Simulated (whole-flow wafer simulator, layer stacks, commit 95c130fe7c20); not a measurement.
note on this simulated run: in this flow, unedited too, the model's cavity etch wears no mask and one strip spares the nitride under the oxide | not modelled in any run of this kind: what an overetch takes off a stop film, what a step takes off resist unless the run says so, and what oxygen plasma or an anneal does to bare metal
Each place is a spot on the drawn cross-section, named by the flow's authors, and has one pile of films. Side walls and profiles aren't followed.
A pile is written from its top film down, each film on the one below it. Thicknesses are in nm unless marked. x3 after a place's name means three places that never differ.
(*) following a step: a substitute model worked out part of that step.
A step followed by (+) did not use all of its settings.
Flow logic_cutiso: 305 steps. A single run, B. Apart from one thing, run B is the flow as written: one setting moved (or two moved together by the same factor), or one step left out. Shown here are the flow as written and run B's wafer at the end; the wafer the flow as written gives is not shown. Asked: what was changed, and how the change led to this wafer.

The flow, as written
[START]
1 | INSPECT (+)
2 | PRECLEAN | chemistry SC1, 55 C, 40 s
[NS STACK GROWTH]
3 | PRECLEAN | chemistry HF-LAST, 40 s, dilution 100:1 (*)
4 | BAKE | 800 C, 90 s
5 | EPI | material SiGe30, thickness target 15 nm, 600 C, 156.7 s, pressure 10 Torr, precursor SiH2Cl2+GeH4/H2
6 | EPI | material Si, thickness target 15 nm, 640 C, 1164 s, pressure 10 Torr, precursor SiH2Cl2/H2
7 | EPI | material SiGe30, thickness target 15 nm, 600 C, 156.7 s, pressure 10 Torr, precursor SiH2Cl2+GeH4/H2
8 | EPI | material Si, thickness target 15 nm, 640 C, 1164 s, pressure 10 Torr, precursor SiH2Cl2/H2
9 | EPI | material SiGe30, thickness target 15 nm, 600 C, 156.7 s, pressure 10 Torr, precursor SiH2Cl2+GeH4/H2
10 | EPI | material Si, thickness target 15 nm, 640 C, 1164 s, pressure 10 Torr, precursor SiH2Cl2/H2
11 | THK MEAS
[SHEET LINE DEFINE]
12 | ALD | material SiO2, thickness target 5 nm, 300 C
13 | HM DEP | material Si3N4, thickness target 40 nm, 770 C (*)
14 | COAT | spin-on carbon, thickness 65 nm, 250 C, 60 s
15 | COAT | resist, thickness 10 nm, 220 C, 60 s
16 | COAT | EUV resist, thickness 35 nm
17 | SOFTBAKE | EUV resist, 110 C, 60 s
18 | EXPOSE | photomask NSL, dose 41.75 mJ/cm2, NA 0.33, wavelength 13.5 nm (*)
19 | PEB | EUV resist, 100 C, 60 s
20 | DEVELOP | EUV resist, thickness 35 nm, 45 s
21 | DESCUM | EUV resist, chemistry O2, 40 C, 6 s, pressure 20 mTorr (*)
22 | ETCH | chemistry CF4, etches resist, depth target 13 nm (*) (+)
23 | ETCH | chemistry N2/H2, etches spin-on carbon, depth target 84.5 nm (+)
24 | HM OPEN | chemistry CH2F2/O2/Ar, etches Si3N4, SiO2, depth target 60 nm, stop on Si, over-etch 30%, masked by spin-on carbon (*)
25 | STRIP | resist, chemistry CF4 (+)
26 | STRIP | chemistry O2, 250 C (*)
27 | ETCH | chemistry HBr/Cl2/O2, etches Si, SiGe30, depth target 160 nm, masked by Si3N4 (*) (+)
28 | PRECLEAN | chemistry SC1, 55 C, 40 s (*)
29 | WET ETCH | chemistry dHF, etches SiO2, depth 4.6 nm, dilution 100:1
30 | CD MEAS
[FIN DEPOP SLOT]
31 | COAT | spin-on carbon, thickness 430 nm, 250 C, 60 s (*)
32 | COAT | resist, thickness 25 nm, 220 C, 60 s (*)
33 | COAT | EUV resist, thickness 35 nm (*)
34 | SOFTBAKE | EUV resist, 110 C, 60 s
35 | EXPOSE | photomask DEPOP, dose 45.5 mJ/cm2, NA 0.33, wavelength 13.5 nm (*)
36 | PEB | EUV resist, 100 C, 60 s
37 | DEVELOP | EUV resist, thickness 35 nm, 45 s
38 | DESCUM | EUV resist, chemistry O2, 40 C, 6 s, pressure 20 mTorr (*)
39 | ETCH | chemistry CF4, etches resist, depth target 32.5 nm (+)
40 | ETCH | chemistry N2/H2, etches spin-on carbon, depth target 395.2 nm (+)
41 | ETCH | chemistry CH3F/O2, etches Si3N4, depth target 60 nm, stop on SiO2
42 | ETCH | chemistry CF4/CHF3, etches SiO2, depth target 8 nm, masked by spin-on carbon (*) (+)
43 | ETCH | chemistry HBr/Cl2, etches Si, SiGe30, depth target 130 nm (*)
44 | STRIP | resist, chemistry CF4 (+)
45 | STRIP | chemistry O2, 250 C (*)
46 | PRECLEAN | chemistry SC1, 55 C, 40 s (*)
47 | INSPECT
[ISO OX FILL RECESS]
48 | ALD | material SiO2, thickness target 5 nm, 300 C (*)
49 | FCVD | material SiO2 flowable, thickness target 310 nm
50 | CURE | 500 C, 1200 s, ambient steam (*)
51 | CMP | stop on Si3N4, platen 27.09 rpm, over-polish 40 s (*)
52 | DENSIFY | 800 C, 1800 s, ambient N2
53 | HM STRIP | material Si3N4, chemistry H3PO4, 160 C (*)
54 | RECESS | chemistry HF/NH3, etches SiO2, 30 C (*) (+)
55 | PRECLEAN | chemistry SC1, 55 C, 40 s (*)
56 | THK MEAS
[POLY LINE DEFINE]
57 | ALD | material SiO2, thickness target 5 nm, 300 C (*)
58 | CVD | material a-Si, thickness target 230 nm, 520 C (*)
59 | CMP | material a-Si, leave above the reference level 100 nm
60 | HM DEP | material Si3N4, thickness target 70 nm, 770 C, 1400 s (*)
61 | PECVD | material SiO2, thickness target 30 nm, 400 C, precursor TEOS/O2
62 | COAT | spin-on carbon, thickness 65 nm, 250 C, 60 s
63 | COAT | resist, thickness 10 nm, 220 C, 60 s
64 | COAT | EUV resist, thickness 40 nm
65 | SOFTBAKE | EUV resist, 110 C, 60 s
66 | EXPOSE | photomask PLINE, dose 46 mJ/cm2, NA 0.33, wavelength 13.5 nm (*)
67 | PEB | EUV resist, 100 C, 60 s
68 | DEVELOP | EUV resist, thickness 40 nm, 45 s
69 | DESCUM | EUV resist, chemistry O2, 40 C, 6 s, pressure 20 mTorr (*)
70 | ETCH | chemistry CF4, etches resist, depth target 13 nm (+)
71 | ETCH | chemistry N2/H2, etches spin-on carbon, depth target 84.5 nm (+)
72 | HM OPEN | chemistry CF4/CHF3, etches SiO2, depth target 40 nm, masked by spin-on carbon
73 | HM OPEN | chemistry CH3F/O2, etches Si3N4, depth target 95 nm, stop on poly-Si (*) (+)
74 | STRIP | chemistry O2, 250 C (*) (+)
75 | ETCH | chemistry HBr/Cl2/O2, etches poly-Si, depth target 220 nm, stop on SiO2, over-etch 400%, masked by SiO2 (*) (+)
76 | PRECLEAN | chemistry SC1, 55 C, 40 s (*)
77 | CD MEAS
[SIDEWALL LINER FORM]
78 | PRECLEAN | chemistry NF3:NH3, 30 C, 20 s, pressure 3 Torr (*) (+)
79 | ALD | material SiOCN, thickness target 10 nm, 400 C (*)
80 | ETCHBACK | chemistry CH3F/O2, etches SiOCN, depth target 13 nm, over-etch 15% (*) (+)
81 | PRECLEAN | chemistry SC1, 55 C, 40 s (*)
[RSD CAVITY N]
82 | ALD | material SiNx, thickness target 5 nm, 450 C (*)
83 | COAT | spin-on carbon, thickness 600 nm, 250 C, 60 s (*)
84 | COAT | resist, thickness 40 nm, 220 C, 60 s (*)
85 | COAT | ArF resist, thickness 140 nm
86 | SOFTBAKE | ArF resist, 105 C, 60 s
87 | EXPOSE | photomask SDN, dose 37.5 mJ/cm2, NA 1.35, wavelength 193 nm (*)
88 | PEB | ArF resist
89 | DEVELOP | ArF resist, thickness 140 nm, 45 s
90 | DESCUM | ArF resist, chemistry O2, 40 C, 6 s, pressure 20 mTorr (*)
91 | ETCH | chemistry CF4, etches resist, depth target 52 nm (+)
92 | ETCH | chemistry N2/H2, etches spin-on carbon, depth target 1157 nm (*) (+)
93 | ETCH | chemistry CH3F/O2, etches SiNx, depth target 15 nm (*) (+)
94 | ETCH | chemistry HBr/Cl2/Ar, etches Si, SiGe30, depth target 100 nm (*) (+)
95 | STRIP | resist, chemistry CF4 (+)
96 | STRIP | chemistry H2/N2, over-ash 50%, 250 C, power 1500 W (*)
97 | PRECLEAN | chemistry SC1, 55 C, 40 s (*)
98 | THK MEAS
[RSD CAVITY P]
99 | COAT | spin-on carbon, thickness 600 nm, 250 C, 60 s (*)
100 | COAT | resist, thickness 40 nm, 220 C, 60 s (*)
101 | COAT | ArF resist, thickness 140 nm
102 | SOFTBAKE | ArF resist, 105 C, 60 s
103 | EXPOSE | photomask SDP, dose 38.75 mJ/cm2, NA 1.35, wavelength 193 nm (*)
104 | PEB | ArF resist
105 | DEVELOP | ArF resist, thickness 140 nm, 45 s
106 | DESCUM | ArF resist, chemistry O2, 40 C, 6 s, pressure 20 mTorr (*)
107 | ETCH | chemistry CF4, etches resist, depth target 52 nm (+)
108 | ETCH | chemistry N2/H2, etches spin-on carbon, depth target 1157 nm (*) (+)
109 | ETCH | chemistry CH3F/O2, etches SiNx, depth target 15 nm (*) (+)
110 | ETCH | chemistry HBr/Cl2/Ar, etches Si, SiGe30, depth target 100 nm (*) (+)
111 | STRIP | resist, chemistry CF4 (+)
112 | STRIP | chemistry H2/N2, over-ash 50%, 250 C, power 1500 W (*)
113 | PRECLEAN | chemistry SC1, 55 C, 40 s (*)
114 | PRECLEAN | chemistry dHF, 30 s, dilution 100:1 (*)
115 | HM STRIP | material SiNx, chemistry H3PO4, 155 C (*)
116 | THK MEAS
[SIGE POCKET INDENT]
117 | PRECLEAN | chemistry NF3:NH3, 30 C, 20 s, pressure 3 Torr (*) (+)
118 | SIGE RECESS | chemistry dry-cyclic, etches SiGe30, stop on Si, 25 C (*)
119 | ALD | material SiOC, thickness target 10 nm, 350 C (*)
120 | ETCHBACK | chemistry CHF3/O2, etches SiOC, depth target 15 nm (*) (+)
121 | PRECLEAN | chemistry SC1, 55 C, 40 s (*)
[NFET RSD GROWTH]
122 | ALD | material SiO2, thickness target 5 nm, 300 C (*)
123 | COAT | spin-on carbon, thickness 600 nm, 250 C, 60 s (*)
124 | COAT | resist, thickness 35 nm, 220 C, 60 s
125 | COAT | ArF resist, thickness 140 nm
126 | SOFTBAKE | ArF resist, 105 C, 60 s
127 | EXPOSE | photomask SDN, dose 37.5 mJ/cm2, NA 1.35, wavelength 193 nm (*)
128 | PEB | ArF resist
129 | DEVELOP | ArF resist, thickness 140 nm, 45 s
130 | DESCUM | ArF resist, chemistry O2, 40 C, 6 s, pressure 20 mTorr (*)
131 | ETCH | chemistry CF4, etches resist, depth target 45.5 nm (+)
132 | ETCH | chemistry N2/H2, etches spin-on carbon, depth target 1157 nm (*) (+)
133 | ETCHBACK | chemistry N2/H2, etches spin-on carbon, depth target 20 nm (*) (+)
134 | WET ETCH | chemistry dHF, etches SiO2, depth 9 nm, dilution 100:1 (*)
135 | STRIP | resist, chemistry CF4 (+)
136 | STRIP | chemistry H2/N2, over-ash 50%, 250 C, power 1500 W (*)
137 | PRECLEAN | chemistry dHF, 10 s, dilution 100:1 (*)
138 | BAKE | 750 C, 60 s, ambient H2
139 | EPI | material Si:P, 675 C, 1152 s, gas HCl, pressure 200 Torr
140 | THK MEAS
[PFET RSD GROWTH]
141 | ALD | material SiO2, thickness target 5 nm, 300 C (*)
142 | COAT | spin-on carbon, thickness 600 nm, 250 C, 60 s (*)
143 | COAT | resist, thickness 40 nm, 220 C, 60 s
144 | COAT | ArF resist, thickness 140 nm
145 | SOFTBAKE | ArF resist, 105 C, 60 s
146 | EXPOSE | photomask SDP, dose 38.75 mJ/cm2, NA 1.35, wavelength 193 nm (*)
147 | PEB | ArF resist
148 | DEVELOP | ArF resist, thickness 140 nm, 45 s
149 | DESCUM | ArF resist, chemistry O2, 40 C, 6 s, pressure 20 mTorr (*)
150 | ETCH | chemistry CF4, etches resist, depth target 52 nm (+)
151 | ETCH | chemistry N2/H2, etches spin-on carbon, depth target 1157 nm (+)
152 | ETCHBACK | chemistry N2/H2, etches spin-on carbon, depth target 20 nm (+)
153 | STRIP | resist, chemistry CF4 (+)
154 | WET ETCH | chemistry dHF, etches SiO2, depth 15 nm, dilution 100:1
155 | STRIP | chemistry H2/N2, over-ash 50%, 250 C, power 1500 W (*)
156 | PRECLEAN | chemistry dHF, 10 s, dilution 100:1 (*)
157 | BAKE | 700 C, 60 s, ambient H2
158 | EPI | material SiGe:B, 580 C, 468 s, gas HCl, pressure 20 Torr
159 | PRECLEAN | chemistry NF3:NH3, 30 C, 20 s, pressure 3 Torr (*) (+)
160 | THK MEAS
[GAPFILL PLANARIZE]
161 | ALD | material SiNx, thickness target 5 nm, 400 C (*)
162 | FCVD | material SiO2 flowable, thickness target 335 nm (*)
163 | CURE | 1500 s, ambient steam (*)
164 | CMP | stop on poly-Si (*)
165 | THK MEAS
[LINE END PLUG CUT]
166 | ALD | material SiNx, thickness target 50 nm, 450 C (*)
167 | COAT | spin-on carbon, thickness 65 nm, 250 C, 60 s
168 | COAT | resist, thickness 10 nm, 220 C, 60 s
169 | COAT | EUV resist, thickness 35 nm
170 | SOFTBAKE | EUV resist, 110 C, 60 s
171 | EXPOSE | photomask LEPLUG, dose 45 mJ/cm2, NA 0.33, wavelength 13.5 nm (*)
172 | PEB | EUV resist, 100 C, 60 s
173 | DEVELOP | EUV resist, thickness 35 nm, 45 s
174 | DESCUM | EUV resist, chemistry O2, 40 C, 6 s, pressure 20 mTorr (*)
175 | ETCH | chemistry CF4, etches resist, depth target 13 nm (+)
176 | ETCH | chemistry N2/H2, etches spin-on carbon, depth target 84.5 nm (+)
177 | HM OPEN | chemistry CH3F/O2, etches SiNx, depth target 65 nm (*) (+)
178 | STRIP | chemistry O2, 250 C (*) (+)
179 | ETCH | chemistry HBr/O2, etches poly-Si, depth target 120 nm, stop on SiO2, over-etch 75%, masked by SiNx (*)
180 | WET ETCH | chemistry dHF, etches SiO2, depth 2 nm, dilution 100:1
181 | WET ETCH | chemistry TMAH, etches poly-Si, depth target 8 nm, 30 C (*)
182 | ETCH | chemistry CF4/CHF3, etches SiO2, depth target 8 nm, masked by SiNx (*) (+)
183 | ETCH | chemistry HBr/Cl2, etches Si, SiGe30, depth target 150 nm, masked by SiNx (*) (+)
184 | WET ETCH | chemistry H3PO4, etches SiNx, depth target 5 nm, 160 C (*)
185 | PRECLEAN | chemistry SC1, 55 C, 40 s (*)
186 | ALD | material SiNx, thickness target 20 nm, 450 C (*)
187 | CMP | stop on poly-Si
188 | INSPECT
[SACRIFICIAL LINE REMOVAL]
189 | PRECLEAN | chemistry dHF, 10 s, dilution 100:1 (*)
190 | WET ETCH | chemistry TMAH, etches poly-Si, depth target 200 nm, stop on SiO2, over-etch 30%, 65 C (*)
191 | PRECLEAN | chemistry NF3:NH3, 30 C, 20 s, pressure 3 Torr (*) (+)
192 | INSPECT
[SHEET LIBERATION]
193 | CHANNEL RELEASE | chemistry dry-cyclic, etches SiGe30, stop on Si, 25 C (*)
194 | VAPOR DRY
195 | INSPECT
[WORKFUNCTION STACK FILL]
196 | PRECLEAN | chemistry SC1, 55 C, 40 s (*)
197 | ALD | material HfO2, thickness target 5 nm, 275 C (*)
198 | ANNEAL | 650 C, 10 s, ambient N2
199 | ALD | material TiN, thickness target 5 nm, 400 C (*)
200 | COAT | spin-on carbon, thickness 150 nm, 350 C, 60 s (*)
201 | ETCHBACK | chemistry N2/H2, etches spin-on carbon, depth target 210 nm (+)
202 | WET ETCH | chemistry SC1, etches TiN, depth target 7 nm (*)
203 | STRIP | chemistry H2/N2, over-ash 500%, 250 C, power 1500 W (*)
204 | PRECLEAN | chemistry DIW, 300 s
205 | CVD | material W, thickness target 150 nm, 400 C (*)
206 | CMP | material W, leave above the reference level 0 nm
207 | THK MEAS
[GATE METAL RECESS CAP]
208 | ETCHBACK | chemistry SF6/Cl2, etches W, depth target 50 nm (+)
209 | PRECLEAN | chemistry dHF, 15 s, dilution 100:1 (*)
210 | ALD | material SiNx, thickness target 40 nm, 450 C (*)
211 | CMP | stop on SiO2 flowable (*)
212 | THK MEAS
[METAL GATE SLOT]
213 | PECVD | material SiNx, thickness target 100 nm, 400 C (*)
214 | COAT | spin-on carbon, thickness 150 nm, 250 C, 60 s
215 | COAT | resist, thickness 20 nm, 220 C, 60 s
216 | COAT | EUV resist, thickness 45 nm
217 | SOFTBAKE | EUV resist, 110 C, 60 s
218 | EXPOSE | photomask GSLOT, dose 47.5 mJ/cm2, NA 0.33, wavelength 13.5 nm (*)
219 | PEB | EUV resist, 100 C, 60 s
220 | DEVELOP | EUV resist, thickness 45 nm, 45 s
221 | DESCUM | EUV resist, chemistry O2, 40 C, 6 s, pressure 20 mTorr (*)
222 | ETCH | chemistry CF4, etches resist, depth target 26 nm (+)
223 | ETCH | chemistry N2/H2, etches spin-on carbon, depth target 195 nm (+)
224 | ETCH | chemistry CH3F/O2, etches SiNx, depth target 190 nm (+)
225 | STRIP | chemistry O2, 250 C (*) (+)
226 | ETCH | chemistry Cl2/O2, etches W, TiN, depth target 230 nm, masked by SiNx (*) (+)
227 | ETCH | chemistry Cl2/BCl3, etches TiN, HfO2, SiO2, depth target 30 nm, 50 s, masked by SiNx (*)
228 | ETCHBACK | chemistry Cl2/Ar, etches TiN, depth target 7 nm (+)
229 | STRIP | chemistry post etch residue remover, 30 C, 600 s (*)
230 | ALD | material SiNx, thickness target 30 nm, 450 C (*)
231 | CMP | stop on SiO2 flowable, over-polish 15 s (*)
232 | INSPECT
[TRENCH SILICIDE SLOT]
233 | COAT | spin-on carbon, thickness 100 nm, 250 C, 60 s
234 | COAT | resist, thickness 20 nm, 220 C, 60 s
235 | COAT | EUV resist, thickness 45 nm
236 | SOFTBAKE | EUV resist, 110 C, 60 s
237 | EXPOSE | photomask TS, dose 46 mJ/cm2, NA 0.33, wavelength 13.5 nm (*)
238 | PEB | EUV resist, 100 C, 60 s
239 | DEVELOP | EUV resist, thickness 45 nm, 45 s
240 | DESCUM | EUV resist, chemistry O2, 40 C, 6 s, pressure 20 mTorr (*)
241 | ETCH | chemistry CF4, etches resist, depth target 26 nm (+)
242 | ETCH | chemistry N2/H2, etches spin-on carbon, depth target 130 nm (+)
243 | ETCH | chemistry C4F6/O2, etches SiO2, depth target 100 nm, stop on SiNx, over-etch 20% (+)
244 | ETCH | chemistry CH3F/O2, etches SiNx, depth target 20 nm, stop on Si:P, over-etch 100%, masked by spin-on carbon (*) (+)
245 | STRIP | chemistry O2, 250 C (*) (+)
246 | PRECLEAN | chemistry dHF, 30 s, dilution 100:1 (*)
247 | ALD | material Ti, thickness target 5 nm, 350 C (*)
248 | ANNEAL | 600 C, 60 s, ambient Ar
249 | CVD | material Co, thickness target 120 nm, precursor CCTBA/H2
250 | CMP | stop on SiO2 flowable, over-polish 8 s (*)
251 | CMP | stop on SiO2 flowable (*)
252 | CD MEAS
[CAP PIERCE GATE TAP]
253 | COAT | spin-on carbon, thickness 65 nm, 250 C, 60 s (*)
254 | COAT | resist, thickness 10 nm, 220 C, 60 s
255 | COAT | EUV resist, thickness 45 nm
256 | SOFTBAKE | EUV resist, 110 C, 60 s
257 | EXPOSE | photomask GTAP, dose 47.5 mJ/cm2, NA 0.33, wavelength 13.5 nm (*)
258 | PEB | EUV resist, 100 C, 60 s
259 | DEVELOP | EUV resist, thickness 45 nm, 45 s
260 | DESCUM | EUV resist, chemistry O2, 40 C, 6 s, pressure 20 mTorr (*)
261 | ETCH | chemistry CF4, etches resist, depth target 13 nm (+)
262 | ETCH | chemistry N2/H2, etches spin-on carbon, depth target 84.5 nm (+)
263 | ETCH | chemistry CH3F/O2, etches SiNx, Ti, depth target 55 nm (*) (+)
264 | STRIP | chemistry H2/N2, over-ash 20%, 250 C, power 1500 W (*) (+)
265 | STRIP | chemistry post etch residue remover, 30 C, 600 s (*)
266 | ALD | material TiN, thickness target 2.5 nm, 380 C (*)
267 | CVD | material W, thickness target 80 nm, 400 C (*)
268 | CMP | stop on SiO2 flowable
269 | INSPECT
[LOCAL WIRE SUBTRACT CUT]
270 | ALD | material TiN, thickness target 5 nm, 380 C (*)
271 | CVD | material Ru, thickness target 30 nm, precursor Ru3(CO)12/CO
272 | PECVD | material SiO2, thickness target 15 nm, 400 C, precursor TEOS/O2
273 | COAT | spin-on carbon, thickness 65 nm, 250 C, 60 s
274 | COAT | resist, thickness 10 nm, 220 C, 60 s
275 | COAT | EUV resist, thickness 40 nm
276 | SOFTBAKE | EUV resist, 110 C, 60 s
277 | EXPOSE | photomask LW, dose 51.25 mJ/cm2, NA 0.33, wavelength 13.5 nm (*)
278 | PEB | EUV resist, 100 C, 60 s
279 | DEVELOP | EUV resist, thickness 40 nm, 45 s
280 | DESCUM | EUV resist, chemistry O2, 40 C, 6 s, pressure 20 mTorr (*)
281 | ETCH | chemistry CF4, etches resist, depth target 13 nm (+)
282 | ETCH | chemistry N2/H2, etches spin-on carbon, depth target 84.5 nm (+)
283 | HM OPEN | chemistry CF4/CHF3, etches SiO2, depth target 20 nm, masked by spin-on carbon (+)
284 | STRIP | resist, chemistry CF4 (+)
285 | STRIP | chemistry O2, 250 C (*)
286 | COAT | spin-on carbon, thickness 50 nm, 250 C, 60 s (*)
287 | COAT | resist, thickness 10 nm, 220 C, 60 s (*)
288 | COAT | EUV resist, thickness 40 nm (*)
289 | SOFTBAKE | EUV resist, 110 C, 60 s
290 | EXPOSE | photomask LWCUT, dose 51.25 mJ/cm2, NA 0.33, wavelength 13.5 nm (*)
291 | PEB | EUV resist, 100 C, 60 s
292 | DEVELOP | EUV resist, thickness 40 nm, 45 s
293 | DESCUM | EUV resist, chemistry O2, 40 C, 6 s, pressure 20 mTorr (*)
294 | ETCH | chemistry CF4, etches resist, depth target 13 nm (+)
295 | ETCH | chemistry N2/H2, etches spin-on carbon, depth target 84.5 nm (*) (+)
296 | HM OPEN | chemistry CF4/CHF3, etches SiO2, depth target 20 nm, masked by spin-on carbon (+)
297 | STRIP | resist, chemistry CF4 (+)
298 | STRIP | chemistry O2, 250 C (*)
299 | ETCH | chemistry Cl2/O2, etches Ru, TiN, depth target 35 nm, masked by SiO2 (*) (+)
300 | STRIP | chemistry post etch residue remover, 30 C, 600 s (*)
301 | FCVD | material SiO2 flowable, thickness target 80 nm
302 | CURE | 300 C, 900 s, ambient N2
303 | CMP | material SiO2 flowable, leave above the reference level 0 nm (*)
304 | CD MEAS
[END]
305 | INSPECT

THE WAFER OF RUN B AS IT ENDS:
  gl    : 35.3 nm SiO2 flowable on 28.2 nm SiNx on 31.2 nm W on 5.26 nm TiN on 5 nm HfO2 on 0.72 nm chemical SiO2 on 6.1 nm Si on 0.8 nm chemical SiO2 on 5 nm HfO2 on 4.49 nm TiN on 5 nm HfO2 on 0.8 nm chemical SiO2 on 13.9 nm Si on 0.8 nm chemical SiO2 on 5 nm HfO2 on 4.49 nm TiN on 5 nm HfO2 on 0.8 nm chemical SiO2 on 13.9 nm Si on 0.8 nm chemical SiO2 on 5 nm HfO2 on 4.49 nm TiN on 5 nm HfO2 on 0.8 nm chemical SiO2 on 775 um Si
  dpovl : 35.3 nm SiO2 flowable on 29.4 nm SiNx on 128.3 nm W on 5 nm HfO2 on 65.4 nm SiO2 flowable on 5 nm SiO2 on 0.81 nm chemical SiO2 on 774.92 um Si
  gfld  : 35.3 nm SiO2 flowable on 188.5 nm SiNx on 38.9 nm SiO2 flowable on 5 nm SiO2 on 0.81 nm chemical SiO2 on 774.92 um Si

What caused this: step 10, EPI: thickness target 8.2 nm was run, though the flow has thickness target 15 nm; step 10, EPI: 640.4 s was run, where the flow has 1164 s.

The path from the change to this, step by step:
  10 | EPI | material Si, thickness target 15 nm, 640 C, 1164 s, pressure 10 Torr, precursor SiH2Cl2/H2
      depop, dpovl, gfld and 19 more: +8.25 Si (new film) (as written it would have been: +15 Si (new film))
  27 | ETCH | chemistry HBr/Cl2/O2, etches Si, SiGe30, depth target 160 nm, masked by Si3N4 (*) (+)
      gfld, gxf, iso, lnri: -0.79 chemical SiO2 (all of it), -4.6 Si (all of it), -15 SiGe30 (all of it), -15 Si (all of it), -15 SiGe30 (all of it), -15 Si (all of it), -15 SiGe30 (all of it), -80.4 Si (as written it would have been: -0.79 chemical SiO2 (all of it), -11.4 Si (all of it), -15 SiGe30 (all of it), -15 Si (all of it), -15 SiGe30 (all of it), -15 Si (all of it), -15 SiGe30 (all of it), -73.6 Si)
      dpovl, nsgap: -0.79 chemical SiO2 (all of it), -5 Si (all of it), -15 SiGe30 (all of it), -15 Si (all of it), -15 SiGe30 (all of it), -15 Si (all of it), -15 SiGe30 (all of it), -80 Si (as written it would have been: -0.79 chemical SiO2 (all of it), -11.8 Si (all of it), -15 SiGe30 (all of it), -15 Si (all of it), -15 SiGe30 (all of it), -15 Si (all of it), -15 SiGe30 (all of it), -73.2 Si)
      (as well as at 1 more place)
  43 | ETCH | chemistry HBr/Cl2, etches Si, SiGe30, depth target 130 nm (*)
      depop: -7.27 Si (all of it), -15 SiGe30 (all of it), -15 Si (all of it), -15 SiGe30 (all of it), -15 Si (all of it), -15 SiGe30 (all of it), -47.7 Si (as written it would have been: -14 Si (all of it), -15 SiGe30 (all of it), -15 Si (all of it), -15 SiGe30 (all of it), -15 Si (all of it), -15 SiGe30 (all of it), -41 Si)
  94 | ETCH | chemistry HBr/Cl2/Ar, etches Si, SiGe30, depth target 100 nm (*) (+)
      rsdn, rsdx: -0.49 chemical SiO2 (all of it), -6.07 Si (all of it), -15 SiGe30 (all of it), -15 Si (all of it), -15 SiGe30 (all of it), -15 Si (all of it), -15 SiGe30 (all of it), -18.9 Si (as written it would have been: -0.49 chemical SiO2 (all of it), -12.8 Si (all of it), -15 SiGe30 (all of it), -15 Si (all of it), -15 SiGe30 (all of it), -15 Si (all of it), -15 SiGe30 (all of it), -12.2 Si)
  110 | ETCH | chemistry HBr/Cl2/Ar, etches Si, SiGe30, depth target 100 nm (*) (+)
      rsdp, rsdw: -0.49 chemical SiO2 (all of it), -6.07 Si (all of it), -15 SiGe30 (all of it), -15 Si (all of it), -15 SiGe30 (all of it), -15 Si (all of it), -15 SiGe30 (all of it), -18.9 Si (as written it would have been: -0.49 chemical SiO2 (all of it), -12.8 Si (all of it), -15 SiGe30 (all of it), -15 Si (all of it), -15 SiGe30 (all of it), -15 Si (all of it), -15 SiGe30 (all of it), -12.2 Si)
  183 | ETCH | chemistry HBr/Cl2, etches Si, SiGe30, depth target 150 nm, masked by SiNx (*) (+)
      plug: -6.8 Si (all of it), -15 SiGe30 (all of it), -15 Si (all of it), -15 SiGe30 (all of it), -15 Si (all of it), -15 SiGe30 (all of it), -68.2 Si (as written it would have been: -13.6 Si (all of it), -15 SiGe30 (all of it), -15 Si (all of it), -15 SiGe30 (all of it), -15 Si (all of it), -15 SiGe30 (all of it), -61.4 Si)
